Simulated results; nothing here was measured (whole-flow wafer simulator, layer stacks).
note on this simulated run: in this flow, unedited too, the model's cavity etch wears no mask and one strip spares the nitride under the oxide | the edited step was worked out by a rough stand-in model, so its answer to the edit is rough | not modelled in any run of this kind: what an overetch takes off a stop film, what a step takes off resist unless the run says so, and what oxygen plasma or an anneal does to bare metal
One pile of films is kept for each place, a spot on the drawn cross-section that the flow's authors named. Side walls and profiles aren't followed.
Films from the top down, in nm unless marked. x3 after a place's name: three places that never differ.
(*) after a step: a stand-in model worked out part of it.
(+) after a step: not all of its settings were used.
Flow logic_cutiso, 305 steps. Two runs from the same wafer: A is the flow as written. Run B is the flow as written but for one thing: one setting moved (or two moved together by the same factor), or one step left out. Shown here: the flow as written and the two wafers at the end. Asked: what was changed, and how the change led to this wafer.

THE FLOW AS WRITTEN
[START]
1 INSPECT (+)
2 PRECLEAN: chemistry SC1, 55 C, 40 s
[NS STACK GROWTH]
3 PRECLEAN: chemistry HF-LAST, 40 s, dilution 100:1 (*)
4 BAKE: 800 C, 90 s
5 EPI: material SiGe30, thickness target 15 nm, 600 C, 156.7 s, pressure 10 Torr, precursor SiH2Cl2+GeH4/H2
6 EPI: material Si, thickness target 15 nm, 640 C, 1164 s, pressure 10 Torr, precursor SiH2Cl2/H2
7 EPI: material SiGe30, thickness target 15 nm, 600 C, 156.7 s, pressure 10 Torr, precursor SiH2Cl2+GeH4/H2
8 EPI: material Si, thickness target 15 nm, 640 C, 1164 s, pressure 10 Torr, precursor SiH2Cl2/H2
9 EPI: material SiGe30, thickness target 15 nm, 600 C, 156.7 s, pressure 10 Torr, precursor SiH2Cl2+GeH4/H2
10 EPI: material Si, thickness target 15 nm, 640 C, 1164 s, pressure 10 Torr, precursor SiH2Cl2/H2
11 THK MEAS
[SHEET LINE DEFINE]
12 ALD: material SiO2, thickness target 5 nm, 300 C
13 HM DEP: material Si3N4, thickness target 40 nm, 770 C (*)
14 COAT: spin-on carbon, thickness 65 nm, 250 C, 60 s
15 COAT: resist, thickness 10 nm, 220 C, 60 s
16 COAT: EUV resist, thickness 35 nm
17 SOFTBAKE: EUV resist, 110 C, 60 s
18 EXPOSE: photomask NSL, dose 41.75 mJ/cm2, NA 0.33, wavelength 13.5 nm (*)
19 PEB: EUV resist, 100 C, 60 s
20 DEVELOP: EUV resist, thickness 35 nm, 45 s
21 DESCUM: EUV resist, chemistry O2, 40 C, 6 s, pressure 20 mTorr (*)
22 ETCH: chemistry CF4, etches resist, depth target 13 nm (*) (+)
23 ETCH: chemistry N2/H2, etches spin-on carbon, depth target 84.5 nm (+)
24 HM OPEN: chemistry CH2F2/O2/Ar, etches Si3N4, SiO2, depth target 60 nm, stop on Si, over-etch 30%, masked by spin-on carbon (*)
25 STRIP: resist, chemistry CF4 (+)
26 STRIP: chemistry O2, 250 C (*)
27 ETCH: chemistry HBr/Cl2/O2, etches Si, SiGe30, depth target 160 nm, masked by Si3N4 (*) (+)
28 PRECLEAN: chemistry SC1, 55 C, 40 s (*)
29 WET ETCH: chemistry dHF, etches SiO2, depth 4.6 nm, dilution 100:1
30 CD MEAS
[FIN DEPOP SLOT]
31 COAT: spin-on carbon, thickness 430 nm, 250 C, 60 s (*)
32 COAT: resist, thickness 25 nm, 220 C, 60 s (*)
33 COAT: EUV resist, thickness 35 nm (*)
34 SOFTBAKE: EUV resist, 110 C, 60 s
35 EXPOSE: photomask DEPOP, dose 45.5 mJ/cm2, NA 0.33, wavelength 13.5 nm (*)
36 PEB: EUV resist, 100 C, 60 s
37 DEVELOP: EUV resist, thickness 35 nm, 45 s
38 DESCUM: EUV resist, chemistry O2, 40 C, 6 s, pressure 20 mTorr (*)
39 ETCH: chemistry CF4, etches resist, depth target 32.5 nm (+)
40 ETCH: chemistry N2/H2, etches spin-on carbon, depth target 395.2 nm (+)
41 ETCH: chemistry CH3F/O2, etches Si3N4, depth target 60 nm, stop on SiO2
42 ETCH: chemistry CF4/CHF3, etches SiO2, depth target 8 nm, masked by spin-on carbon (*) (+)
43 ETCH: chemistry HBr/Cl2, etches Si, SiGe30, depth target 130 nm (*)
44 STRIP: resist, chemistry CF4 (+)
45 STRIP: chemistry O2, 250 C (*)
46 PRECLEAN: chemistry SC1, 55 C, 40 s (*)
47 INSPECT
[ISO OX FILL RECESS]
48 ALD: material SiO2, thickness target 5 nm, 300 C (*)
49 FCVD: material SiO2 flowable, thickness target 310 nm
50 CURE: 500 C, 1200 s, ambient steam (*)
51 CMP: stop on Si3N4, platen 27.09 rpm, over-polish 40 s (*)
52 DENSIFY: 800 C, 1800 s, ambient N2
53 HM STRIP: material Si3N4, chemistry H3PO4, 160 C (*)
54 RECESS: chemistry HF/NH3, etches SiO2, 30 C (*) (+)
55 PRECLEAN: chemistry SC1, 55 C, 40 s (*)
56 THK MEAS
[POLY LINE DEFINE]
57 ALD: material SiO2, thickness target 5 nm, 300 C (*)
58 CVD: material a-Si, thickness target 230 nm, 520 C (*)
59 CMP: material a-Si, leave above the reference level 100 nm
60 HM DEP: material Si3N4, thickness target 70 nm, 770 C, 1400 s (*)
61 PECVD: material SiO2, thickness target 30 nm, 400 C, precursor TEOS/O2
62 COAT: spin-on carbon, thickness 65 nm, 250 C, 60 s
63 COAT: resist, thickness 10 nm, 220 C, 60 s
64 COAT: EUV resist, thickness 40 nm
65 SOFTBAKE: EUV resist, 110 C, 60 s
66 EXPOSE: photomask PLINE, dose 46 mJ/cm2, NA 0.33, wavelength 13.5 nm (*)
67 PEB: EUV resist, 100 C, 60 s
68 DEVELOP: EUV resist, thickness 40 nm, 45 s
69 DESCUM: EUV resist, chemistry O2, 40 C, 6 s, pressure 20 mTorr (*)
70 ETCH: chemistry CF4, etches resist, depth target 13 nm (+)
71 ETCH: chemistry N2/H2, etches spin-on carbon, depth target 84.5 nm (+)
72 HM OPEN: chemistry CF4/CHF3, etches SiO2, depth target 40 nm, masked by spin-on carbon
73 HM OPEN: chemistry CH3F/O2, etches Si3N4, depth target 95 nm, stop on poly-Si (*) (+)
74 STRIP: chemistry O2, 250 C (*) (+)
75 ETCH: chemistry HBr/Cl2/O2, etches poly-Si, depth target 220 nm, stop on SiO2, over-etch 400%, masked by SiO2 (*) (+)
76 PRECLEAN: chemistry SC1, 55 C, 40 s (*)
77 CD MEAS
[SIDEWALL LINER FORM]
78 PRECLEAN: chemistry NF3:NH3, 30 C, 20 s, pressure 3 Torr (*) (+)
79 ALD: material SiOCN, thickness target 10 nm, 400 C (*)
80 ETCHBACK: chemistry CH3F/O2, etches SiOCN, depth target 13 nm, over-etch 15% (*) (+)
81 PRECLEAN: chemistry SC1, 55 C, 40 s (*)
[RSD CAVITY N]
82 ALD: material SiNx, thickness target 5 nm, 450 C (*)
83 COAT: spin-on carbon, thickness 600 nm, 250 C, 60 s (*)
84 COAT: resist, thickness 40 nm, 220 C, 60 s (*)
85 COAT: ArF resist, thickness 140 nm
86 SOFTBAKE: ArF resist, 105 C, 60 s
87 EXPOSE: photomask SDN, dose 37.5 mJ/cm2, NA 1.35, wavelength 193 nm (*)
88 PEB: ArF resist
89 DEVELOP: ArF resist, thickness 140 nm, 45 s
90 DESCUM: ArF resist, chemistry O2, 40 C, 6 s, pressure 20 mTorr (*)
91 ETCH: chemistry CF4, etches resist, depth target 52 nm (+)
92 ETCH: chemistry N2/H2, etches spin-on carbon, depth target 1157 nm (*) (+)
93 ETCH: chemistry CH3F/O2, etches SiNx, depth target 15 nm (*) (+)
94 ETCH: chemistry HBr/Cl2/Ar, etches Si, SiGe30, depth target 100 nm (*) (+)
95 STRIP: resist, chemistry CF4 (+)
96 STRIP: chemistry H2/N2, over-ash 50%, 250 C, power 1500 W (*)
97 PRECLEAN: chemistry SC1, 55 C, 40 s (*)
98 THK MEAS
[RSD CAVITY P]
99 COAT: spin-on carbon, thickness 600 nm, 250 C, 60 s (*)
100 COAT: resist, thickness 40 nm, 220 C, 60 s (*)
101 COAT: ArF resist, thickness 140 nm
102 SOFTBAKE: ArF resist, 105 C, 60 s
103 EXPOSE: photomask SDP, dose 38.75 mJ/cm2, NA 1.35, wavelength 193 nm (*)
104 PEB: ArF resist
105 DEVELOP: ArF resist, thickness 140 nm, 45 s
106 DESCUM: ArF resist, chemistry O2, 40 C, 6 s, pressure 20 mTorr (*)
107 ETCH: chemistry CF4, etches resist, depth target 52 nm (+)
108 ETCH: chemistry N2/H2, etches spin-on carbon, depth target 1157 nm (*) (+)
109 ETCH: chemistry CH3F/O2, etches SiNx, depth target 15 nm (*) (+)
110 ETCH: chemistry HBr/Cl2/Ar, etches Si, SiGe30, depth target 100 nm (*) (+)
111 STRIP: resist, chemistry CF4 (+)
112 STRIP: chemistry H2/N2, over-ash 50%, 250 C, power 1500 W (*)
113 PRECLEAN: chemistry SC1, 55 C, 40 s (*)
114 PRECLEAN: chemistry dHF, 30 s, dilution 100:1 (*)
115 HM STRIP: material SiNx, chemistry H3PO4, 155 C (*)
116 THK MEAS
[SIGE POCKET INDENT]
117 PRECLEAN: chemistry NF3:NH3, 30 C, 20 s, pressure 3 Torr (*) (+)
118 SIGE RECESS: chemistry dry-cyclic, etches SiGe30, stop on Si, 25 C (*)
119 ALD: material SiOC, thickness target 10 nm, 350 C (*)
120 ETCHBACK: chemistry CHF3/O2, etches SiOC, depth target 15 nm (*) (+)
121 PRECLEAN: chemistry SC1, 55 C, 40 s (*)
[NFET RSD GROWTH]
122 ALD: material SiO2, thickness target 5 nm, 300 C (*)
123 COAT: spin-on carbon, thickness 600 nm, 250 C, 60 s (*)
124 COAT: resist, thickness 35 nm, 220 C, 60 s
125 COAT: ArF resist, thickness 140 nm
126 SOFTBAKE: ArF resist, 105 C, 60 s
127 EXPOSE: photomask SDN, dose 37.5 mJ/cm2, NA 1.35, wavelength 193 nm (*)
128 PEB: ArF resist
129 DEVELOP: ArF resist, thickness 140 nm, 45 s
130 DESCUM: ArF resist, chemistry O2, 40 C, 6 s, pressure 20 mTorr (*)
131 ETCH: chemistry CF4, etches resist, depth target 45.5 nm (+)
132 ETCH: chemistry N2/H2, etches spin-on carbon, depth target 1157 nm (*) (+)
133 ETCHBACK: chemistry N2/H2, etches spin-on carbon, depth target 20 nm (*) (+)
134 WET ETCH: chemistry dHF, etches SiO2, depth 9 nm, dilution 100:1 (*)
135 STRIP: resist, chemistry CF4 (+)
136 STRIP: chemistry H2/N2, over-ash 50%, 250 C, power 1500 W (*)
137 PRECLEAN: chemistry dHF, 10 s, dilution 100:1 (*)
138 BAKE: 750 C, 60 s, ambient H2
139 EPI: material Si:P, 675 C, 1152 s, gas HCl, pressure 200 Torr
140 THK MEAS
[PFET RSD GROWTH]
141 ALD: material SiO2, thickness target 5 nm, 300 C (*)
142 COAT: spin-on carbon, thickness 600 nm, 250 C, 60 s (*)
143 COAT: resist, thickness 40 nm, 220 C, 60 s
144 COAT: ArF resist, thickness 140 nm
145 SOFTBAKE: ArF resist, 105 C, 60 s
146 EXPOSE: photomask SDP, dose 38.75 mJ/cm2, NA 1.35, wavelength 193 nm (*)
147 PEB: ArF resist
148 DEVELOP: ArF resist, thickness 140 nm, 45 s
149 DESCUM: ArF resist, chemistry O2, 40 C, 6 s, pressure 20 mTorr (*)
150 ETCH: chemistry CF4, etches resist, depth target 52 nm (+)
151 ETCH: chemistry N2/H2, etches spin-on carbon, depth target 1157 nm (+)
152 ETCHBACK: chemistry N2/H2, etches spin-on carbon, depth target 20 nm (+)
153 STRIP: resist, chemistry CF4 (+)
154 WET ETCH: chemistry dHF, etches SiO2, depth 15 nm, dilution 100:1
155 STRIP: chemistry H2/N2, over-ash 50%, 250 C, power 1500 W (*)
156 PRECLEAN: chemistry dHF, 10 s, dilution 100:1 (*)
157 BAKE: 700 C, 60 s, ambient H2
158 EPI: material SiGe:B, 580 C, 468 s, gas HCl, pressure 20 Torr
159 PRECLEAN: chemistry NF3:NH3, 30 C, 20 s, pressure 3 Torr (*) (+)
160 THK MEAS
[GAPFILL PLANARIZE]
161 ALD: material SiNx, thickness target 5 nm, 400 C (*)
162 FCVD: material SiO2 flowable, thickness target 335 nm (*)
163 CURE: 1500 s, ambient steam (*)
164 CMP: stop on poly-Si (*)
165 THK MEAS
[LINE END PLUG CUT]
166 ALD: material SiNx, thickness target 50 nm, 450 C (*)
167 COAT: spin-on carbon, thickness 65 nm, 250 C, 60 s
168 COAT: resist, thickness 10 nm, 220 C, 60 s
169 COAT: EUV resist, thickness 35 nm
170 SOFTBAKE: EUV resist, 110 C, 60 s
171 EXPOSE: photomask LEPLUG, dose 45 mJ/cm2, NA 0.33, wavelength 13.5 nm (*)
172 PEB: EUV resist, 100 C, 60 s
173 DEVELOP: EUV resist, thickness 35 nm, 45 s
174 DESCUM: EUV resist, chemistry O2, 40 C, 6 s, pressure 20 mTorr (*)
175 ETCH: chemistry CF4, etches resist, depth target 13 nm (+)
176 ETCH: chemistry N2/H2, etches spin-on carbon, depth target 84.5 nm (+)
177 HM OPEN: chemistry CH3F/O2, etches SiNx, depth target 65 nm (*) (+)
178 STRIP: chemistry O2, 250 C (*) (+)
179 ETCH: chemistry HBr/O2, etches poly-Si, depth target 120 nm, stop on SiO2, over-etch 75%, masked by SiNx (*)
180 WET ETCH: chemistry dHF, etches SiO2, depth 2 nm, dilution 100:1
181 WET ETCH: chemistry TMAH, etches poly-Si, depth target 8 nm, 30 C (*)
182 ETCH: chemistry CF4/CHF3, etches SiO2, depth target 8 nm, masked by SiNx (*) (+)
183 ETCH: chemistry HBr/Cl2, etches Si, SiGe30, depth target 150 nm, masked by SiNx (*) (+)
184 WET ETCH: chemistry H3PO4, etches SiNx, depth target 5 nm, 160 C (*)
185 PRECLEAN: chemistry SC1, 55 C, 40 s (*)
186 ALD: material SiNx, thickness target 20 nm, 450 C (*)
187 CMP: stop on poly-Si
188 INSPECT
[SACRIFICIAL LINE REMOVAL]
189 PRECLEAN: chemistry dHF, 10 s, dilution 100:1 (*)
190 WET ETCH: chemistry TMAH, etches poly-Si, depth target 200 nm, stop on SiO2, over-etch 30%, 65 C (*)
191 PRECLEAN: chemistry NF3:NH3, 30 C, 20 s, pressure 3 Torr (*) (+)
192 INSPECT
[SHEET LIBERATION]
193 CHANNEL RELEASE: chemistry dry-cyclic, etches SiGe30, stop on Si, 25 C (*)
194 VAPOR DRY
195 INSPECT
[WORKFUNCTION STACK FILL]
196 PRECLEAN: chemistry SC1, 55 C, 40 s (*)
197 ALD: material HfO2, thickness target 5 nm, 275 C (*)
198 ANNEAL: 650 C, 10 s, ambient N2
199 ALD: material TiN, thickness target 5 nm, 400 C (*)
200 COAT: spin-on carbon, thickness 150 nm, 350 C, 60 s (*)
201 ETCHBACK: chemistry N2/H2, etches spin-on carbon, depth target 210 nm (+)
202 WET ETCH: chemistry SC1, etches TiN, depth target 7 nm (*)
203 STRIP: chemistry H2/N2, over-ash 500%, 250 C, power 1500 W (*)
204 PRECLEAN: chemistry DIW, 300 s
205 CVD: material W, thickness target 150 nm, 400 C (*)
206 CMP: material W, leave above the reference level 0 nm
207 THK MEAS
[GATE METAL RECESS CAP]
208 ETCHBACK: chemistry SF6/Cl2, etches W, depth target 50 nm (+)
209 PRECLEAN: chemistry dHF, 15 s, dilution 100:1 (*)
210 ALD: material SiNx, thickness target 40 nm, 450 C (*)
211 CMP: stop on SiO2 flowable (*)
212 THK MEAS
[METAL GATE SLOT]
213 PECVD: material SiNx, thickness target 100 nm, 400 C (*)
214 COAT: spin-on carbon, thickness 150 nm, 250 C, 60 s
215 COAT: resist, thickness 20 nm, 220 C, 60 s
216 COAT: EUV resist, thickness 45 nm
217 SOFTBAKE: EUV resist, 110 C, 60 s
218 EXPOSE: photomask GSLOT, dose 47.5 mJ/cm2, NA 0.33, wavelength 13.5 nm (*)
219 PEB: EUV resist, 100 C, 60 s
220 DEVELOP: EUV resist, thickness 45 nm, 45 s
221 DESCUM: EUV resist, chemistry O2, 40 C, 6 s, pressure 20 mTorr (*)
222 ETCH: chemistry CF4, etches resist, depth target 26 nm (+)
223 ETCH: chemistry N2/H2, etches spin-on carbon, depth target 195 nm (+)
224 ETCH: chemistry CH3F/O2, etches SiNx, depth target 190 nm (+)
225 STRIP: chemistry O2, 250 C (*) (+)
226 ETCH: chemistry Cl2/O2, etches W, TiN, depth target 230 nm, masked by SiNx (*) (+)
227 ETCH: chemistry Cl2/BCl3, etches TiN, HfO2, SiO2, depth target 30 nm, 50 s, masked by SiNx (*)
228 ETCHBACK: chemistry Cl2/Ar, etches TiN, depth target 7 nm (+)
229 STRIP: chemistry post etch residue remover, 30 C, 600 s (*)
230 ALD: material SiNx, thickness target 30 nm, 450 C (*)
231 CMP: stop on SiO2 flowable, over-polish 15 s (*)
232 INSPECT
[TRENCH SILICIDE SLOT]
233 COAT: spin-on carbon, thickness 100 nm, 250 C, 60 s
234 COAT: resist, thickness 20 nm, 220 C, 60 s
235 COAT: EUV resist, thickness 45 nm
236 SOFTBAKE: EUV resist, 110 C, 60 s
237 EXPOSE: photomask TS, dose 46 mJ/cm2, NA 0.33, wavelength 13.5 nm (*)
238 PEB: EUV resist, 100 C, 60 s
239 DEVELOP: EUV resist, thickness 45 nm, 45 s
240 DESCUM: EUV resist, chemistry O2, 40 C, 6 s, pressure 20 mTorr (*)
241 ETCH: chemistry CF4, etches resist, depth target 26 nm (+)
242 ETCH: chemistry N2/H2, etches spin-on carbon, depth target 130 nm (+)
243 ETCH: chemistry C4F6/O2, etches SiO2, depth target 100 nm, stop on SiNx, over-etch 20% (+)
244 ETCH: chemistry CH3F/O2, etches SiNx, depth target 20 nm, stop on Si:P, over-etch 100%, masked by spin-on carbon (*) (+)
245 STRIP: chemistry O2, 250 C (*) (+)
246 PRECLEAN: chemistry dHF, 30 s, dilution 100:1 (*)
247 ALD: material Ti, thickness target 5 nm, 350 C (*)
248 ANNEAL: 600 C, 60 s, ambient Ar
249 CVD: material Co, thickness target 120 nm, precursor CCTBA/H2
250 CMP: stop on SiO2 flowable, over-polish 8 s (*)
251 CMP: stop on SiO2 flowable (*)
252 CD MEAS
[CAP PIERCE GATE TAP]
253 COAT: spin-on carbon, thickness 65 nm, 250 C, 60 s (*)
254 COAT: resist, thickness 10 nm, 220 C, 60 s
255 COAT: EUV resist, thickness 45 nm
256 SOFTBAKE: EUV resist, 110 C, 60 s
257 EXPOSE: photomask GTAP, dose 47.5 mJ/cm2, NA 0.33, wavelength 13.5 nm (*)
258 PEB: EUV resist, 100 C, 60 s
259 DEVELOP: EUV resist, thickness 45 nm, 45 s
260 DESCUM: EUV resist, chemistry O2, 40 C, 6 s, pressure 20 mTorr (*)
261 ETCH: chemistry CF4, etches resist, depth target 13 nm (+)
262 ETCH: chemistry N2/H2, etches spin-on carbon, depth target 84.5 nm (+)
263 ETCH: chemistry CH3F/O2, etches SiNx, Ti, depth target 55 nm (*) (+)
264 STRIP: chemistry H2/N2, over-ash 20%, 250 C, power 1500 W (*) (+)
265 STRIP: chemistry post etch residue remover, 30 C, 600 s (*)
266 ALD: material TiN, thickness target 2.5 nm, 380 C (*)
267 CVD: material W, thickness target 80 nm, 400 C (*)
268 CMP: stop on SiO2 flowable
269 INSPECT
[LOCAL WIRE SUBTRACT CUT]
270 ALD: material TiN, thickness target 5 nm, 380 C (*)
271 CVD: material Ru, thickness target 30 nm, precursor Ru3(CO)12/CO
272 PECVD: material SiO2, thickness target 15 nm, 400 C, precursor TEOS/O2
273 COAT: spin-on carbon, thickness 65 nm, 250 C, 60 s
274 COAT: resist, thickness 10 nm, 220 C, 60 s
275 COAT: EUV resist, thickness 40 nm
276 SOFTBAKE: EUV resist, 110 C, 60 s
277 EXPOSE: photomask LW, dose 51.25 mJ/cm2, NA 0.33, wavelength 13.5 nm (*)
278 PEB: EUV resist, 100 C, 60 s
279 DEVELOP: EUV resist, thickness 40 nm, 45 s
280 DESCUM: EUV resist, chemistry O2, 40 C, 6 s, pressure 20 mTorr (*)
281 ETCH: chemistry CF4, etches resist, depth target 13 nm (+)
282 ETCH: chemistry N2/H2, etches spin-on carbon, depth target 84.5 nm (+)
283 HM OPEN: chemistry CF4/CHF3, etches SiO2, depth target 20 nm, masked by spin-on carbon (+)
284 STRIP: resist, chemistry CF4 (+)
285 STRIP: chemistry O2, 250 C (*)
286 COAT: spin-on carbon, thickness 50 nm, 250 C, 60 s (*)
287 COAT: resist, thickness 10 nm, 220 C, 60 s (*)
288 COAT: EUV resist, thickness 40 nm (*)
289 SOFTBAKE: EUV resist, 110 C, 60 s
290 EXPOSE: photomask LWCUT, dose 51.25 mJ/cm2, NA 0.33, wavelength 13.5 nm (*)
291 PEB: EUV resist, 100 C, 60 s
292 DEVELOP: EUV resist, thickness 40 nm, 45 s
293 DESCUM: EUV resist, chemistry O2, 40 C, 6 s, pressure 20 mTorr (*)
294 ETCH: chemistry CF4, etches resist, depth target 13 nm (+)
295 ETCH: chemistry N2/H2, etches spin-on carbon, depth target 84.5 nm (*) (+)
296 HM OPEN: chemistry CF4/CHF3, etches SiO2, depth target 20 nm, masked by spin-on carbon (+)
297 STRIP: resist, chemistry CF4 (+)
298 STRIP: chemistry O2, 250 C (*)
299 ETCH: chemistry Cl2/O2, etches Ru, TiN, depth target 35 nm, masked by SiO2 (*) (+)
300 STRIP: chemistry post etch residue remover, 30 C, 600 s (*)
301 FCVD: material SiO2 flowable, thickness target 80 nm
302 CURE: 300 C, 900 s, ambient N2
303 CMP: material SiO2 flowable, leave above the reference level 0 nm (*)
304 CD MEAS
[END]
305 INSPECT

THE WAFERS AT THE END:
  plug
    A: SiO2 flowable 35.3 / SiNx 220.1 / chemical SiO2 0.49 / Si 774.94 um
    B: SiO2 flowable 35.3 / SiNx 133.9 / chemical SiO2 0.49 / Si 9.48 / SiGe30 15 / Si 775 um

The cause: step 183, ETCH: depth target 63.8 nm was run, where the flow has depth target 150 nm.

How the change led to this, step by step:
  183 ETCH: chemistry HBr/Cl2, etches Si, SiGe30, depth target 150 nm, masked by SiNx (*) (+)
      plug: A Si -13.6 (all of it), SiGe30 -15 (all of it), Si -15 (all of it), SiGe30 -15 (all of it), Si -15 (all of it), SiGe30 -15 (all of it), Si -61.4 | B Si -13.6 (all of it), SiGe30 -15 (all of it), Si -15 (all of it), SiGe30 -15 (all of it), Si -5.24
      depop, dpovl, gfld and 18 more: A SiNx -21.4 | B SiNx -9.11
  186 ALD: material SiNx, thickness target 20 nm, 450 C (*)
      plug: A SiNx +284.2 (new film) | B SiNx +210.3 (new film)
  187 CMP: stop on poly-Si
      depop, dpovl, gfld and 18 more: A SiNx -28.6 (all of it) | B SiNx -40.9 (all of it)
      plug: A SiNx -28.6 | B SiNx -40.9
